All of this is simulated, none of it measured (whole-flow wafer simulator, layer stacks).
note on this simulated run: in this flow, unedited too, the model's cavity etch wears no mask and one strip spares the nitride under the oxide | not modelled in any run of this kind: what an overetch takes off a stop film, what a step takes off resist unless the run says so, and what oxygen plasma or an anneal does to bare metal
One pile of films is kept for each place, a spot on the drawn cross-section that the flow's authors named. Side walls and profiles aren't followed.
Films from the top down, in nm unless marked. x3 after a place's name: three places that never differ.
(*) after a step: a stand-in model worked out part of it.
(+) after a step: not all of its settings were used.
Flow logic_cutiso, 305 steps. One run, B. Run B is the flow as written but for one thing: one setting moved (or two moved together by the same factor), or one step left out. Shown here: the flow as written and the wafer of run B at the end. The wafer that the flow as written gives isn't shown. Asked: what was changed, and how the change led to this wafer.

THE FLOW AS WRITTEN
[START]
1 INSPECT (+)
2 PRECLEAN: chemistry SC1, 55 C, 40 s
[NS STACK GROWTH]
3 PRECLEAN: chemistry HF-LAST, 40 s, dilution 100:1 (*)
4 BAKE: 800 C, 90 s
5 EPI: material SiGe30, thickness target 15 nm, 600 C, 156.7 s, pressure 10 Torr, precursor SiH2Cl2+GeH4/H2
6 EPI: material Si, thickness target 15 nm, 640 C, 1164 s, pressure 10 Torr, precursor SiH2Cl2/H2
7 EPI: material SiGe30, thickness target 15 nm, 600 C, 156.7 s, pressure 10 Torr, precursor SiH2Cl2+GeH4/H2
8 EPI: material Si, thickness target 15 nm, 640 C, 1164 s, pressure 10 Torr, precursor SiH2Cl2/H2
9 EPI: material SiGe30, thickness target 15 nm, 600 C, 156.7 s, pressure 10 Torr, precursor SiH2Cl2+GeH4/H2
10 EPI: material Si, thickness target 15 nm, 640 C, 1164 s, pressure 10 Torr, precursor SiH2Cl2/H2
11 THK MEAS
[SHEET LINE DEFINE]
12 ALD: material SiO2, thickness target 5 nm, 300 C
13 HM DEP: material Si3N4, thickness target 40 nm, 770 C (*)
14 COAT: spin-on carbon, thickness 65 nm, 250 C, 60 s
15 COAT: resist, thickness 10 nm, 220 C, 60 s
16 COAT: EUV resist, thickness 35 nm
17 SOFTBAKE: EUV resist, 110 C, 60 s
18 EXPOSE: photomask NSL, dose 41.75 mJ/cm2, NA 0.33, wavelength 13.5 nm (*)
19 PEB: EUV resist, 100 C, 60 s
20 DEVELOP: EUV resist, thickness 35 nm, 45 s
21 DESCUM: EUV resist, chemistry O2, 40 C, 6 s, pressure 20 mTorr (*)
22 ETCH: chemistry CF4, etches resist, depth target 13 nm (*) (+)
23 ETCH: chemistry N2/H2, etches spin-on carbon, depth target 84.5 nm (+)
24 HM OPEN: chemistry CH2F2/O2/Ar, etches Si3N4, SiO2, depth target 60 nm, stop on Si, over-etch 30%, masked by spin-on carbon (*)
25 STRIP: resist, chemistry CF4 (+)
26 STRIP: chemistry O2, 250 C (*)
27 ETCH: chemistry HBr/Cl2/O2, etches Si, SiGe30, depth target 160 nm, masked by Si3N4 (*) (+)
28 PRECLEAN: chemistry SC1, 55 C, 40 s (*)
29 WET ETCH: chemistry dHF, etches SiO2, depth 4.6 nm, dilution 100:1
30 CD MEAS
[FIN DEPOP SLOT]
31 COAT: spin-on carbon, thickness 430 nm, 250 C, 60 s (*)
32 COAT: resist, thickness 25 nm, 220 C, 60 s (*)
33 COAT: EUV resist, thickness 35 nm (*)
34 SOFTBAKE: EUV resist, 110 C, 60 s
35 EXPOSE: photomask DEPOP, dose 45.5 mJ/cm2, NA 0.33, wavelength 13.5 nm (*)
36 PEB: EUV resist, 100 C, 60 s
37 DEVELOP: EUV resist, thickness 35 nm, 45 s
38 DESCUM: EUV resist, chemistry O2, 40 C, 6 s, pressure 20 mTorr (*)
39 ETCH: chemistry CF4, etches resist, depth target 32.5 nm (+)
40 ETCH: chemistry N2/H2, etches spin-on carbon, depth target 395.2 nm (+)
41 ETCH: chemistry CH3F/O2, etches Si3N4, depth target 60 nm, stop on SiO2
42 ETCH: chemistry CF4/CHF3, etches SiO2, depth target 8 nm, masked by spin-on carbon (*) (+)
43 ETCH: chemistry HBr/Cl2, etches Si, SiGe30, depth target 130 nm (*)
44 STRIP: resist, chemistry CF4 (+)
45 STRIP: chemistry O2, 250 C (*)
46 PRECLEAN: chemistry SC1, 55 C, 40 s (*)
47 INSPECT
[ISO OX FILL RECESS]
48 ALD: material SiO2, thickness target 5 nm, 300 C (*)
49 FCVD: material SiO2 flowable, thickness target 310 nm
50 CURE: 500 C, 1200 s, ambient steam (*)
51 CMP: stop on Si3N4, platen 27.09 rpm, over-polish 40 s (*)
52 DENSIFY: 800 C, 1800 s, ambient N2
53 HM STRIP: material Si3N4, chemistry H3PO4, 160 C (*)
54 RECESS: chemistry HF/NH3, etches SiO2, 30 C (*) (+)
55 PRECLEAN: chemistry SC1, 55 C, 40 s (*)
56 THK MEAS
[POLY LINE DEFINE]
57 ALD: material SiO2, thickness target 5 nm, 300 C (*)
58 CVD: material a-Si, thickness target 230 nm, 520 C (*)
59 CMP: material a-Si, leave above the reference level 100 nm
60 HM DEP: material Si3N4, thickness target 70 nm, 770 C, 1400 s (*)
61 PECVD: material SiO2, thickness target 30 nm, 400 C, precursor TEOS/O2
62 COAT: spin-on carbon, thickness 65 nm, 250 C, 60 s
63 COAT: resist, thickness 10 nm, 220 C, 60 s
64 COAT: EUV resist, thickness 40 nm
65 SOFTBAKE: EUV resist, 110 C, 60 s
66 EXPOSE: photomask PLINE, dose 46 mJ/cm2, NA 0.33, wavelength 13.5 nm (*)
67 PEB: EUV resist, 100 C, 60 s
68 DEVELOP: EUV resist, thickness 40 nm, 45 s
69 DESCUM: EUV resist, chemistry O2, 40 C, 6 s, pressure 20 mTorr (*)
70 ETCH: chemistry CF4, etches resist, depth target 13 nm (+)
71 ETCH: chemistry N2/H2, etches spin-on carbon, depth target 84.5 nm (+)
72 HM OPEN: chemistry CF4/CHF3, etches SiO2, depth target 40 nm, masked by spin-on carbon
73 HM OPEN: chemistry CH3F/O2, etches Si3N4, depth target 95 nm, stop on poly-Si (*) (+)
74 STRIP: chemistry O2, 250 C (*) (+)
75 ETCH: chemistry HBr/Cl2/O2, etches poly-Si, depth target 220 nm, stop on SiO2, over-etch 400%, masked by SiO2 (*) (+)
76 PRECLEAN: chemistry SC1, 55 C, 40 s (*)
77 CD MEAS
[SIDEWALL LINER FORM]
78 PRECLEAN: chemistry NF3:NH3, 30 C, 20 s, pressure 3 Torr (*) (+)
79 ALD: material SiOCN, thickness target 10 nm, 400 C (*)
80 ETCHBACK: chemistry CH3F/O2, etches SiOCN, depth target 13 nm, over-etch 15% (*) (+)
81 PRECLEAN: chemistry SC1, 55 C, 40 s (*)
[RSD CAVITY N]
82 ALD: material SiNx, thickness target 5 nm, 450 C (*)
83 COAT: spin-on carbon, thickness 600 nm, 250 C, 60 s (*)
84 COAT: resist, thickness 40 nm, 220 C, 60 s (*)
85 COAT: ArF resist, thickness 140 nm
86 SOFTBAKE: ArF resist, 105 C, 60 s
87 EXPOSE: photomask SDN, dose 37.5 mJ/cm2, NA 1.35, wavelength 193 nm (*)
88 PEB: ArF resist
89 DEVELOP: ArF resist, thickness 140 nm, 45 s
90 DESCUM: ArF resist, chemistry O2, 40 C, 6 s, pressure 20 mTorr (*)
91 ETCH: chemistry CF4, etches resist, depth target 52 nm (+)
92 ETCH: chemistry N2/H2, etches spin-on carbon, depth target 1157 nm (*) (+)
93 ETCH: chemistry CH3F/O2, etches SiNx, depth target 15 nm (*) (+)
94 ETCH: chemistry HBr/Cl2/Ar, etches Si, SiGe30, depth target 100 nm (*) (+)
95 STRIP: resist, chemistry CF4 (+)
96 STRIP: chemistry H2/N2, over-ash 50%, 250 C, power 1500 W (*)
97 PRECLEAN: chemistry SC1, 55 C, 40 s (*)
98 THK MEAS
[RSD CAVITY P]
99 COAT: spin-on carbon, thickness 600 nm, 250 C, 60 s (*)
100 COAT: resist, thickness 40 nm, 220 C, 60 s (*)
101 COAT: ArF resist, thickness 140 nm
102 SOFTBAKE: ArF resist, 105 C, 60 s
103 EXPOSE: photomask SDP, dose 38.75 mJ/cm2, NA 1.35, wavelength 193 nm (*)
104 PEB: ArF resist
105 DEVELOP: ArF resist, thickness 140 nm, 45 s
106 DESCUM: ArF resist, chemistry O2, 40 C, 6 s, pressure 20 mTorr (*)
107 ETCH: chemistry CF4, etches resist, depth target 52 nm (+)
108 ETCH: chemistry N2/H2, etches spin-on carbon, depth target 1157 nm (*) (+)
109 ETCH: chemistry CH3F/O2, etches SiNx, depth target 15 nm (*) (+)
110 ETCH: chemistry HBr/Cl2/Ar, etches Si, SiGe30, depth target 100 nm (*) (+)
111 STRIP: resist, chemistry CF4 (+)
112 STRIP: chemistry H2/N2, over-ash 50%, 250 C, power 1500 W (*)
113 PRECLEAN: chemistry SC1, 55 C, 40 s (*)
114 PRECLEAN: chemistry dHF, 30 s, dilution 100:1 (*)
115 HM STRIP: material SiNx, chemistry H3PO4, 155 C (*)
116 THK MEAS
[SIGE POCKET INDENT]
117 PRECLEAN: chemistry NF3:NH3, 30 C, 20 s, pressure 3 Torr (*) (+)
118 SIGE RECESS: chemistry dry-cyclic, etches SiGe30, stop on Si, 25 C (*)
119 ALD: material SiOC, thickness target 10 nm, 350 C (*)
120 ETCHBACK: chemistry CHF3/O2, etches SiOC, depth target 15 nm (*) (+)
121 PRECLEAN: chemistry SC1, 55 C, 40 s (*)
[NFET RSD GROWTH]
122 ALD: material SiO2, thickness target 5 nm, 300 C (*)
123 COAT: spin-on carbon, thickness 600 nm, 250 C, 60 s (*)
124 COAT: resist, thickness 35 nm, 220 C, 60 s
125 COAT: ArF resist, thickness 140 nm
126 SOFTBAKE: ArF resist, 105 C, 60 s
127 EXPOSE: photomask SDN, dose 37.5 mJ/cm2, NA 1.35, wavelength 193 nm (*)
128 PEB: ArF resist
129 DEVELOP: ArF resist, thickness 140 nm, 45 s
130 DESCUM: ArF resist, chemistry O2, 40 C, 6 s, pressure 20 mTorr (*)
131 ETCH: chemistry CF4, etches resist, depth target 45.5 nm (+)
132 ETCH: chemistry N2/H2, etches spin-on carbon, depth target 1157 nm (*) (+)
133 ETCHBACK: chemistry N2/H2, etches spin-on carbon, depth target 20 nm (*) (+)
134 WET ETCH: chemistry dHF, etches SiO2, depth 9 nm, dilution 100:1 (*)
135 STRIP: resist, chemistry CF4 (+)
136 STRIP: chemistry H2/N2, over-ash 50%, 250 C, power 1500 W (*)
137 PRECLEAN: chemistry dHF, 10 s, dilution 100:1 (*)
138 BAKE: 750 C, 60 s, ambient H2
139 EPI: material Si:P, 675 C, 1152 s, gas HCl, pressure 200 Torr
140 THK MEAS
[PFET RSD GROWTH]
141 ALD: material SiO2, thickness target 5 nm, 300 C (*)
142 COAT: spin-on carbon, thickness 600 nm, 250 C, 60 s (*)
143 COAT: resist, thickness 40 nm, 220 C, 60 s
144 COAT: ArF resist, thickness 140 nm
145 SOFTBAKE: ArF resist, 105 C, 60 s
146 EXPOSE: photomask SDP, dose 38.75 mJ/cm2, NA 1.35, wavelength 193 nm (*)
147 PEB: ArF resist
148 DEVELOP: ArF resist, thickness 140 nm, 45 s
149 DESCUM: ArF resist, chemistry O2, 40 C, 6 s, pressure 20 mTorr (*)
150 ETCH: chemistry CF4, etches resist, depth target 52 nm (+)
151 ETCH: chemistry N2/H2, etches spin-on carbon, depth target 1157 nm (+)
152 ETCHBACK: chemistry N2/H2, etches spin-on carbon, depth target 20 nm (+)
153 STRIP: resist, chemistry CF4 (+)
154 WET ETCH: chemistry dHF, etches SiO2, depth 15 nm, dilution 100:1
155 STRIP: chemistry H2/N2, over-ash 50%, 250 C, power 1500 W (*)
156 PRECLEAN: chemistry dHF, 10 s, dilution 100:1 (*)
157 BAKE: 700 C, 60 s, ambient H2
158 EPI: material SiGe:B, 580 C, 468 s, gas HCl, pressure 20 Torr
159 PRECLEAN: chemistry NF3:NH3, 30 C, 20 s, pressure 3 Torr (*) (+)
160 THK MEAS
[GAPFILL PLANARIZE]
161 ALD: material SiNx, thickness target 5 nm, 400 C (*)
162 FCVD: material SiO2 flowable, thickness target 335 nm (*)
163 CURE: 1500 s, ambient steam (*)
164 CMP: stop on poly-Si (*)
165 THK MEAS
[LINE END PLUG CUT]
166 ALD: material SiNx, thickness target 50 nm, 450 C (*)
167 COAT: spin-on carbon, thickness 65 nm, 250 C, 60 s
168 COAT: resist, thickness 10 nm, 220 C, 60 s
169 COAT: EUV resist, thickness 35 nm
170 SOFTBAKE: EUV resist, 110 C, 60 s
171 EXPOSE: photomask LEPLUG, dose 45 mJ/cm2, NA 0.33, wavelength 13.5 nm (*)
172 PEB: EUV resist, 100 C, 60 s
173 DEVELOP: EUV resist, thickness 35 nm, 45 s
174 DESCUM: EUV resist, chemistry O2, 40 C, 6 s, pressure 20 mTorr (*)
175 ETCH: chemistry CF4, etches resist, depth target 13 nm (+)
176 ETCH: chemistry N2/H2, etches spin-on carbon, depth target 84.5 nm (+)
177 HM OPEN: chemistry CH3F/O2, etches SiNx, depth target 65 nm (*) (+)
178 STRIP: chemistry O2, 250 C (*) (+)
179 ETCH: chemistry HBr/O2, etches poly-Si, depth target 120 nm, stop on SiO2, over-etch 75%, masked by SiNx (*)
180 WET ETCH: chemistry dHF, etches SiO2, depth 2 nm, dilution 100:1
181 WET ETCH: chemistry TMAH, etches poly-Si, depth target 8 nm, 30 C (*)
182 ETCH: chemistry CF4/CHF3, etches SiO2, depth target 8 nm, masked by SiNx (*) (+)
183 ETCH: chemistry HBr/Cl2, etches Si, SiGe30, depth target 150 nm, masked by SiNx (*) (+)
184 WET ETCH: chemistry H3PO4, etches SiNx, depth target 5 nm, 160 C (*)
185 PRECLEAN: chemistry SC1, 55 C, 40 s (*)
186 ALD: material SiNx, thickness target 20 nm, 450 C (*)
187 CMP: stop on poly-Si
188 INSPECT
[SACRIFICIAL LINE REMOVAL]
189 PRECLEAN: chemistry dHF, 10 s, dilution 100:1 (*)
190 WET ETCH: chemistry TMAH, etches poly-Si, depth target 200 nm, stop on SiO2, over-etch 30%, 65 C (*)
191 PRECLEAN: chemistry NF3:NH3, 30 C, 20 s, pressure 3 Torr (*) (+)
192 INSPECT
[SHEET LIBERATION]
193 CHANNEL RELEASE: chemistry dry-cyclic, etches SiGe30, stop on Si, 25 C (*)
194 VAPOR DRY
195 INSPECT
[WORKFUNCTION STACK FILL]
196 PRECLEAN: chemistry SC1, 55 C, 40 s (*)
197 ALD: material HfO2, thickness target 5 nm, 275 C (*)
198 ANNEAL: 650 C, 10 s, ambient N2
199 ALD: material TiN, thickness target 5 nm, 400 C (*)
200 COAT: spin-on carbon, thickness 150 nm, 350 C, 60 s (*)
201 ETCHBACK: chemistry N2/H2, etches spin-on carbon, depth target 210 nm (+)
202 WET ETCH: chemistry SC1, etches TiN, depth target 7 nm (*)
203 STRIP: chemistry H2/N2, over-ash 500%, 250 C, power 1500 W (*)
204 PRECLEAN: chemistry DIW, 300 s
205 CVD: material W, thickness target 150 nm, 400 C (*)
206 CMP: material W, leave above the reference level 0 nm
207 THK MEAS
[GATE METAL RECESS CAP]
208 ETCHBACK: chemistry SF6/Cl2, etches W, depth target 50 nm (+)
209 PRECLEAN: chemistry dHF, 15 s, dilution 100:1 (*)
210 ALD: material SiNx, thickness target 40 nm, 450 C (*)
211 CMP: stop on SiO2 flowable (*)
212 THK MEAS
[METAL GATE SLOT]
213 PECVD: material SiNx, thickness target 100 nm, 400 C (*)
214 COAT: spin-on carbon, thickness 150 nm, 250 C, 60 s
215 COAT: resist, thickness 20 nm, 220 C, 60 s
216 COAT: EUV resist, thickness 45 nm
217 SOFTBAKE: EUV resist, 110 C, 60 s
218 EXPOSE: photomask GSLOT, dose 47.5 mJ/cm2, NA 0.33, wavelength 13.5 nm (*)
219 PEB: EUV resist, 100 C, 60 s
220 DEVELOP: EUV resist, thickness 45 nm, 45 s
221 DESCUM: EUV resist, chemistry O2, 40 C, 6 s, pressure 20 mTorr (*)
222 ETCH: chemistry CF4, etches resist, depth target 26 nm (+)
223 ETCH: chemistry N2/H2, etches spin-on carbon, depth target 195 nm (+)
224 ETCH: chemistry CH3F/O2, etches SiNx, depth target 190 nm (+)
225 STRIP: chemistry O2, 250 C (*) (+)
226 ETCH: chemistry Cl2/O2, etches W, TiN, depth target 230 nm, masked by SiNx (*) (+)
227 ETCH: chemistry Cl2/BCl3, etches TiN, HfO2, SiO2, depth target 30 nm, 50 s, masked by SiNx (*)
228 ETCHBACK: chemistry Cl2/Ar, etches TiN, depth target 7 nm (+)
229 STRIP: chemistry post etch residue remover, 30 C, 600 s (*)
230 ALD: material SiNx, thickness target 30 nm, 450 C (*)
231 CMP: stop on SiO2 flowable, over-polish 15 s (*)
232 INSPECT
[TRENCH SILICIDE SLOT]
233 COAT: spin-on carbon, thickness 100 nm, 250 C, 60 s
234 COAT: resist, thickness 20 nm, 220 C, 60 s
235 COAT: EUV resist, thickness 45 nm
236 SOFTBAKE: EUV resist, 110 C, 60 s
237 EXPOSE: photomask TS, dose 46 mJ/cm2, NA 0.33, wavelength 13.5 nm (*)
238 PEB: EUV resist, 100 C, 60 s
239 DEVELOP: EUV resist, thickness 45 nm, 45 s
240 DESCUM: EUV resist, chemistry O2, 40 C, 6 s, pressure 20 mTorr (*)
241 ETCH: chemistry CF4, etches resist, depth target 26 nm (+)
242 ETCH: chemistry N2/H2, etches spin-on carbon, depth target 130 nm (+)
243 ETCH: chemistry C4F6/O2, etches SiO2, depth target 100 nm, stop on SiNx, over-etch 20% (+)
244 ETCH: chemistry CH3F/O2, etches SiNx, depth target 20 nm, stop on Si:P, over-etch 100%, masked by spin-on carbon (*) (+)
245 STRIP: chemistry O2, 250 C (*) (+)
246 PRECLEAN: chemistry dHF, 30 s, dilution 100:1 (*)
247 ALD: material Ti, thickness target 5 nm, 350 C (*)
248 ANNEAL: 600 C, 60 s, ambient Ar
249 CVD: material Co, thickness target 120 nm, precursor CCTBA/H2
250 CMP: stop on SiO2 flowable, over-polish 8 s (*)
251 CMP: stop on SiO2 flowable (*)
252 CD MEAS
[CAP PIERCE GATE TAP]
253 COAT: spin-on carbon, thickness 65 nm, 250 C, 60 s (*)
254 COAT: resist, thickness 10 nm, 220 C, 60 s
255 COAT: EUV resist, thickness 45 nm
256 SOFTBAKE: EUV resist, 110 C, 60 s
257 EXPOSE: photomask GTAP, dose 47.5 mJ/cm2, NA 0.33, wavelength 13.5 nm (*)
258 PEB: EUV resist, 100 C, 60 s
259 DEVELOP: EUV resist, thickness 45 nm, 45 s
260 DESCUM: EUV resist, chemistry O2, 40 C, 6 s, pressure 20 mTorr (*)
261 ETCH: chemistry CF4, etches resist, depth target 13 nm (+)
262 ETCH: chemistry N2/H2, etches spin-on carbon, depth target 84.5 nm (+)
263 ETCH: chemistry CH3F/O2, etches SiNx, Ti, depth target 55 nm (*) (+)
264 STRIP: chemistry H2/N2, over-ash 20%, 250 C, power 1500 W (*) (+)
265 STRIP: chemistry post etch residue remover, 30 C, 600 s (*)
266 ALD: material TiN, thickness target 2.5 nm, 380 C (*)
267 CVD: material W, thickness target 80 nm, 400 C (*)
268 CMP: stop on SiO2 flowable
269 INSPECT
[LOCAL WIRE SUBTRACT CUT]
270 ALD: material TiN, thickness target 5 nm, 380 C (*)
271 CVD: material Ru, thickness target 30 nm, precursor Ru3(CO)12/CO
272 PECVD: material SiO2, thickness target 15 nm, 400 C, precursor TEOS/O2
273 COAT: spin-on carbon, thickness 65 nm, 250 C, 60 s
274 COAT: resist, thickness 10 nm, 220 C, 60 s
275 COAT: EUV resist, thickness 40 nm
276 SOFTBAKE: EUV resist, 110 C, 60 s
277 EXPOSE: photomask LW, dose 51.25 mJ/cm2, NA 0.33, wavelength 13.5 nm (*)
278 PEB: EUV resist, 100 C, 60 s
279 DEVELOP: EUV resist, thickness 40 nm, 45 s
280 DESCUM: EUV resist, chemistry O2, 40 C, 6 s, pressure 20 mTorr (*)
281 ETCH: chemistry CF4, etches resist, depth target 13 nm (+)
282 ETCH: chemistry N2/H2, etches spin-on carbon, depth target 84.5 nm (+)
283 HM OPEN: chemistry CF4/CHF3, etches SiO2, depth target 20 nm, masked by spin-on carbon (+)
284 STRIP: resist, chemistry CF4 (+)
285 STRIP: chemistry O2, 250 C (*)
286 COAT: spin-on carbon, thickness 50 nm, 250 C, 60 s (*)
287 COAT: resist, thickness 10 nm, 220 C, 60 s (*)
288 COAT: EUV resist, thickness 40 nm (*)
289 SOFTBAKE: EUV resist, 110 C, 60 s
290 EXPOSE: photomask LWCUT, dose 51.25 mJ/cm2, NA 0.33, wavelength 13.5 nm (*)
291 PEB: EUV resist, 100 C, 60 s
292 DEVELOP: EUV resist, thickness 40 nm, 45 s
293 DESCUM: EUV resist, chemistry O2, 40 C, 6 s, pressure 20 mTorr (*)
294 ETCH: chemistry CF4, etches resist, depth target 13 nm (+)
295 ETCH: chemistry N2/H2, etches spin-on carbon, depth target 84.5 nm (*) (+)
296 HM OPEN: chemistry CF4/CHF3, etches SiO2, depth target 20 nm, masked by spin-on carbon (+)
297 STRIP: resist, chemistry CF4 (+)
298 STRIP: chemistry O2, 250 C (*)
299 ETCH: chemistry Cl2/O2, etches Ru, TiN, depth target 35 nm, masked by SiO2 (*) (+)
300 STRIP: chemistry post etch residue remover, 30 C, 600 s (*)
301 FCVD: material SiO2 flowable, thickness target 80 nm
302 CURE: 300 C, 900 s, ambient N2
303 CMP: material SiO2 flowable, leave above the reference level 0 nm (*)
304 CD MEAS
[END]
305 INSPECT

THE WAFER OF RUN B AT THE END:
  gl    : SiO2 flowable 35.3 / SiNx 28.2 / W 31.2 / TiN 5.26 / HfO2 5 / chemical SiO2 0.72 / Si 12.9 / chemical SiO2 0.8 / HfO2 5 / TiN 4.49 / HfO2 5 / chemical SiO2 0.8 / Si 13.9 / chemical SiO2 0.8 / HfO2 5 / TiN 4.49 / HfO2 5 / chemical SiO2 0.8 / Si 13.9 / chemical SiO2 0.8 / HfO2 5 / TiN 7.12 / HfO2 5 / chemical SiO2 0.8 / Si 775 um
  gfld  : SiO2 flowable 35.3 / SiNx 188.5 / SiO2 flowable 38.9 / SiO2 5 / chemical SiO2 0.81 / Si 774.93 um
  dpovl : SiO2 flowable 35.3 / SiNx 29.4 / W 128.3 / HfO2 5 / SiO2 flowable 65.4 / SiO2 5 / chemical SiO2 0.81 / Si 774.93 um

The cause: step 5, EPI: thickness target 17.6 nm was run, where the flow has thickness target 15 nm; step 5, EPI: 184.1 s was run, where the flow has 156.7 s.

How the change led to this, step by step:
  5 EPI: material SiGe30, thickness target 15 nm, 600 C, 156.7 s, pressure 10 Torr, precursor SiH2Cl2+GeH4/H2
      depop, dpovl, gfld and 19 more: SiGe30 +17.6 (new film) (as written it would be: SiGe30 +15 (new film))
  27 ETCH: chemistry HBr/Cl2/O2, etches Si, SiGe30, depth target 160 nm, masked by Si3N4 (*) (+)
      gfld, gxf, iso, lnri: chemical SiO2 -0.79 (all of it), Si -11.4 (all of it), SiGe30 -15 (all of it), Si -15 (all of it), SiGe30 -15 (all of it), Si -15 (all of it), SiGe30 -17.6 (all of it), Si -71 (as written it would be: chemical SiO2 -0.79 (all of it), Si -11.4 (all of it), SiGe30 -15 (all of it), Si -15 (all of it), SiGe30 -15 (all of it), Si -15 (all of it), SiGe30 -15 (all of it), Si -73.6)
      dpovl, nsgap: chemical SiO2 -0.79 (all of it), Si -11.8 (all of it), SiGe30 -15 (all of it), Si -15 (all of it), SiGe30 -15 (all of it), Si -15 (all of it), SiGe30 -17.6 (all of it), Si -70.6 (as written it would be: chemical SiO2 -0.79 (all of it), Si -11.8 (all of it), SiGe30 -15 (all of it), Si -15 (all of it), SiGe30 -15 (all of it), Si -15 (all of it), SiGe30 -15 (all of it), Si -73.2)
      (and at 1 more place)
  43 ETCH: chemistry HBr/Cl2, etches Si, SiGe30, depth target 130 nm (*)
      depop: Si -14 (all of it), SiGe30 -15 (all of it), Si -15 (all of it), SiGe30 -15 (all of it), Si -15 (all of it), SiGe30 -17.6 (all of it), Si -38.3 (as written it would be: Si -14 (all of it), SiGe30 -15 (all of it), Si -15 (all of it), SiGe30 -15 (all of it), Si -15 (all of it), SiGe30 -15 (all of it), Si -41)
  94 ETCH: chemistry HBr/Cl2/Ar, etches Si, SiGe30, depth target 100 nm (*) (+)
      rsdn, rsdx: chemical SiO2 -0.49 (all of it), Si -12.8 (all of it), SiGe30 -15 (all of it), Si -15 (all of it), SiGe30 -15 (all of it), Si -15 (all of it), SiGe30 -17.6 (all of it), Si -9.54 (as written it would be: chemical SiO2 -0.49 (all of it), Si -12.8 (all of it), SiGe30 -15 (all of it), Si -15 (all of it), SiGe30 -15 (all of it), Si -15 (all of it), SiGe30 -15 (all of it), Si -12.2)
  110 ETCH: chemistry HBr/Cl2/Ar, etches Si, SiGe30, depth target 100 nm (*) (+)
      rsdp, rsdw: chemical SiO2 -0.49 (all of it), Si -12.8 (all of it), SiGe30 -15 (all of it), Si -15 (all of it), SiGe30 -15 (all of it), Si -15 (all of it), SiGe30 -17.6 (all of it), Si -9.54 (as written it would be: chemical SiO2 -0.49 (all of it), Si -12.8 (all of it), SiGe30 -15 (all of it), Si -15 (all of it), SiGe30 -15 (all of it), Si -15 (all of it), SiGe30 -15 (all of it), Si -12.2)
  118 SIGE RECESS: chemistry dry-cyclic, etches SiGe30, stop on Si, 25 C (*)
      lnr, lnrp, lnrt: SiOCN -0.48, Si -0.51, cavity +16 (new film), SiGe30 -15 (all of it), Si -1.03, cavity +16 (new film), SiGe30 -15 (all of it), Si -1.03, cavity +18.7 (new film), SiGe30 -17.6 (all of it), Si -0.51 (as written it would be: SiOCN -0.48, Si -0.51, cavity +16 (new film), SiGe30 -15 (all of it), Si -1.03, cavity +16 (new film), SiGe30 -15 (all of it), Si -1.03, cavity +16 (new film), SiGe30 -15 (all of it), Si -0.51)
  119 ALD: material SiOC, thickness target 10 nm, 350 C (*)
      lnr, lnrp, lnrt: SiOC +10 (new film), SiOC +16 (new film), cavity -16 (all of it), SiOC +16 (new film), cavity -16 (all of it), SiOC +18.7 (new film), cavity -18.7 (all of it) (as written it would be: SiOC +10 (new film), SiOC +16 (new film), cavity -16 (all of it), SiOC +16 (new film), cavity -16 (all of it), SiOC +16 (new film), cavity -16 (all of it))
  183 ETCH: chemistry HBr/Cl2, etches Si, SiGe30, depth target 150 nm, masked by SiNx (*) (+)
      plug: Si -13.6 (all of it), SiGe30 -15 (all of it), Si -15 (all of it), SiGe30 -15 (all of it), Si -15 (all of it), SiGe30 -17.6 (all of it), Si -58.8 (as written it would be: Si -13.6 (all of it), SiGe30 -15 (all of it), Si -15 (all of it), SiGe30 -15 (all of it), Si -15 (all of it), SiGe30 -15 (all of it), Si -61.4)
  193 CHANNEL RELEASE: chemistry dry-cyclic, etches SiGe30, stop on Si, 25 C (*)
      gl, glp, gxn, gxp, ns, tap: chemical SiO2 +0.8 (new film), Si -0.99, chemical SiO2 +0.8 (new film), cavity +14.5 (new film), chemical SiO2 +0.8 (new film), SiGe30 -15 (all of it), Si -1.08, chemical SiO2 +0.8 (new film), cavity +14.5 (new film), chemical SiO2 +0.8 (new film), SiGe30 -15 (all of it), Si -1.08, chemical SiO2 +0.8 (new film), cavity +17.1 (new film), chemical SiO2 +0.8 (new film), SiGe30 -17.6 (all of it), Si -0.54 (as written it would be: chemical SiO2 +0.8 (new film), Si -0.99, chemical SiO2 +0.8 (new film), cavity +14.5 (new film), chemical SiO2 +0.8 (new film), SiGe30 -15 (all of it), Si -1.08, chemical SiO2 +0.8 (new film), cavity +14.5 (new film), chemical SiO2 +0.8 (new film), SiGe30 -15 (all of it), Si -1.08, chemical SiO2 +0.8 (new film), cavity +14.5 (new film), chemical SiO2 +0.8 (new film), SiGe30 -15 (all of it), Si -0.54)
  199 ALD: material TiN, thickness target 5 nm, 400 C (*)
      gl, glp, tap: TiN +5.26 (new film), TiN +4.49 (new film), cavity -4.49 (all of it), TiN +4.49 (new film), cavity -4.49 (all of it), TiN +7.12 (new film), cavity -7.12 (all of it) (as written it would be: TiN +5.26 (new film), TiN +4.49 (new film), cavity -4.49 (all of it), TiN +4.49 (new film), cavity -4.49 (all of it), TiN +4.49 (new film), cavity -4.49 (all of it))
      gxn, gxp, ns: TiN +5 (new film), TiN +4.49 (new film), cavity -4.49 (all of it), TiN +4.49 (new film), cavity -4.49 (all of it), TiN +7.12 (new film), cavity -7.12 (all of it) (as written it would be: TiN +5 (new film), TiN +4.49 (new film), cavity -4.49 (all of it), TiN +4.49 (new film), cavity -4.49 (all of it), TiN +4.49 (new film), cavity -4.49 (all of it))
